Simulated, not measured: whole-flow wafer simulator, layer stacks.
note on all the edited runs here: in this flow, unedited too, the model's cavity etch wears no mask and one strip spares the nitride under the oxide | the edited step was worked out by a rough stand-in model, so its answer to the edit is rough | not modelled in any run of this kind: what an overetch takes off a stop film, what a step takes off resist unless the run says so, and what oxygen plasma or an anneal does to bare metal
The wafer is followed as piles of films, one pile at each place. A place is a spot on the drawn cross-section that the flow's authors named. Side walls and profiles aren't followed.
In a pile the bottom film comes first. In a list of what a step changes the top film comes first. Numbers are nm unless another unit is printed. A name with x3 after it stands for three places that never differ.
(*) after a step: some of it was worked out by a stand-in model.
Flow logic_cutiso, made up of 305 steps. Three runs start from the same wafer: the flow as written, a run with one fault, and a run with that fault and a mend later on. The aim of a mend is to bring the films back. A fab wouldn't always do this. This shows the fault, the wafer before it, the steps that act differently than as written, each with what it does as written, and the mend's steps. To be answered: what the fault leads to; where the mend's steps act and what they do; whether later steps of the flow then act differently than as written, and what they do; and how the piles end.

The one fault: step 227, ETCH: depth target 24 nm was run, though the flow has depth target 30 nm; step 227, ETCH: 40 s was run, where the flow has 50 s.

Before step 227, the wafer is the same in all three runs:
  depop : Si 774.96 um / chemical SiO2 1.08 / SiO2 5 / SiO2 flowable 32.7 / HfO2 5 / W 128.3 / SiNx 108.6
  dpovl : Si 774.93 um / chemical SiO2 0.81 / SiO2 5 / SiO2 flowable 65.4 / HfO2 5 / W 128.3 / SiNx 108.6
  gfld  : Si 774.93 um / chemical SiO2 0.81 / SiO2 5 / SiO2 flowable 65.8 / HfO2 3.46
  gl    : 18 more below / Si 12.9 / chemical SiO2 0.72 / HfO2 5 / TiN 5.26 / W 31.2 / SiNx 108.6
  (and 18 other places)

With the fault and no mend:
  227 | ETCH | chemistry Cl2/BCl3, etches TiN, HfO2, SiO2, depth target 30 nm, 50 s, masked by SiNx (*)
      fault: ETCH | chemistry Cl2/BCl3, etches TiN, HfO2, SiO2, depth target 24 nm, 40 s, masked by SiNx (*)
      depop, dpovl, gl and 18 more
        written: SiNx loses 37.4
        fault: SiNx loses 29.9
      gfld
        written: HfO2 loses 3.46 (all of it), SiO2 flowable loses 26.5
        fault: HfO2 loses 3.46 (all of it), SiO2 flowable loses 20.5
  Steps further on in the flow that do not act as written (1 more step, not shown, differs only slightly: by at most 2% or 0.5 nm, whichever is larger):
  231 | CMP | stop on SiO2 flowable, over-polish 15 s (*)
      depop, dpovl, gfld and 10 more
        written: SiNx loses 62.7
        fault: SiNx loses 70.2
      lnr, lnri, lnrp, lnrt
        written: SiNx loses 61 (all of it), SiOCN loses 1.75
        fault: SiNx loses 68.5 (all of it), SiOCN loses 1.75
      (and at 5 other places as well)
  By the end, the piles at gfld depart from the flow's by more than 2% or 0.5 nm, whichever is larger.
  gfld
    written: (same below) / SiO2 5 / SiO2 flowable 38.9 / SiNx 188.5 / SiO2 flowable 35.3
    fault: (same below) / SiO2 5 / SiO2 flowable 44.9 / SiNx 182.5 / SiO2 flowable 35.3

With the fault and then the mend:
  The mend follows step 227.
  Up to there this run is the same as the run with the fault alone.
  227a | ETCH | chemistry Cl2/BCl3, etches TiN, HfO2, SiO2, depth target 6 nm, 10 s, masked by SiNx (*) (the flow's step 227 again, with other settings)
      depop, dpovl, gl and 18 more
        SiNx loses 7.49
      gfld
        SiO2 flowable loses 6
  None of the later steps of the flow acts differently than as written at any place that is followed.
  At every place that both follow, the piles at the end match the flow's.
